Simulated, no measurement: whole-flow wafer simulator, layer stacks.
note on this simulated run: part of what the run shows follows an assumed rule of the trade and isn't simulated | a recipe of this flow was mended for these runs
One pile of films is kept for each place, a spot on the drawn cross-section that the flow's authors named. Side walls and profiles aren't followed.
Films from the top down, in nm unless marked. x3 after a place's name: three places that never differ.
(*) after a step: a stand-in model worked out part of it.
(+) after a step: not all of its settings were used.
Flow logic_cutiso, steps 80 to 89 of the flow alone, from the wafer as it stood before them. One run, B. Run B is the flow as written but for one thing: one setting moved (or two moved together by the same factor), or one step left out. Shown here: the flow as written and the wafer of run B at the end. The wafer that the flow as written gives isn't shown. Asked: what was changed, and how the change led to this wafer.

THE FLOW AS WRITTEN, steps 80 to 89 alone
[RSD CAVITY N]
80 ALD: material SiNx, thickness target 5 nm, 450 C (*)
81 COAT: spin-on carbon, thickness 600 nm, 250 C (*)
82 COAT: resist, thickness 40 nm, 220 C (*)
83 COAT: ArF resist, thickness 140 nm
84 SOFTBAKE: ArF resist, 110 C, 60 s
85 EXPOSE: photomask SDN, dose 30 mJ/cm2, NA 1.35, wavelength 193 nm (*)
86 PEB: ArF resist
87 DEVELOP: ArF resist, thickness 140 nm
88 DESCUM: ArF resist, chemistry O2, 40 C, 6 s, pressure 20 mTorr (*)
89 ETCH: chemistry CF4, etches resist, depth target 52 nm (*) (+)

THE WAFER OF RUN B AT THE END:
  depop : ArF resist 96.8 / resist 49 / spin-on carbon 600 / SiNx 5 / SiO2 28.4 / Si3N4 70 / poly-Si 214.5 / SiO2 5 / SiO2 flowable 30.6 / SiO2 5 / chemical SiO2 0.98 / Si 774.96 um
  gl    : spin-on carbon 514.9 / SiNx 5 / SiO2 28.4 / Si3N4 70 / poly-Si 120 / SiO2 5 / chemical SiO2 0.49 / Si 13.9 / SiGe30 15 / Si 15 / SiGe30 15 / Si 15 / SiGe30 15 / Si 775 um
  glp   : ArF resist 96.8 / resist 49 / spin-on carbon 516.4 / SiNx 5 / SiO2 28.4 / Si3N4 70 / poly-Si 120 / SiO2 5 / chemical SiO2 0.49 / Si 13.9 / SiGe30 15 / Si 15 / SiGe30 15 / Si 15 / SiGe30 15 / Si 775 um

The cause: step 82, COAT: thickness 49 nm was run, where the flow has thickness 40 nm.
It can be read off the wafer: depop has resist 49, and step 82 as written asks for 40 nm.

How the change led to this, step by step:
  82 COAT: resist, thickness 40 nm, 220 C (*)
      depop, dpovl x3, gl and 15 more: resist +49 (new film) (as written it would be: resist +40 (new film))
      gfld, lnri: resist +49.1 (new film) (as written it would be: resist +40.1 (new film))
  89 ETCH: chemistry CF4, etches resist, depth target 52 nm (*) (+)
      lnrt, rsdn, tap: resist -49 (all of it), spin-on carbon -1.51 (as written it would be: resist -40 (all of it), spin-on carbon -6.01)
      lnr, rsdx: resist -49 (all of it), spin-on carbon -1.49 (as written it would be: resist -40 (all of it), spin-on carbon -5.99)
      (and at 2 more places)
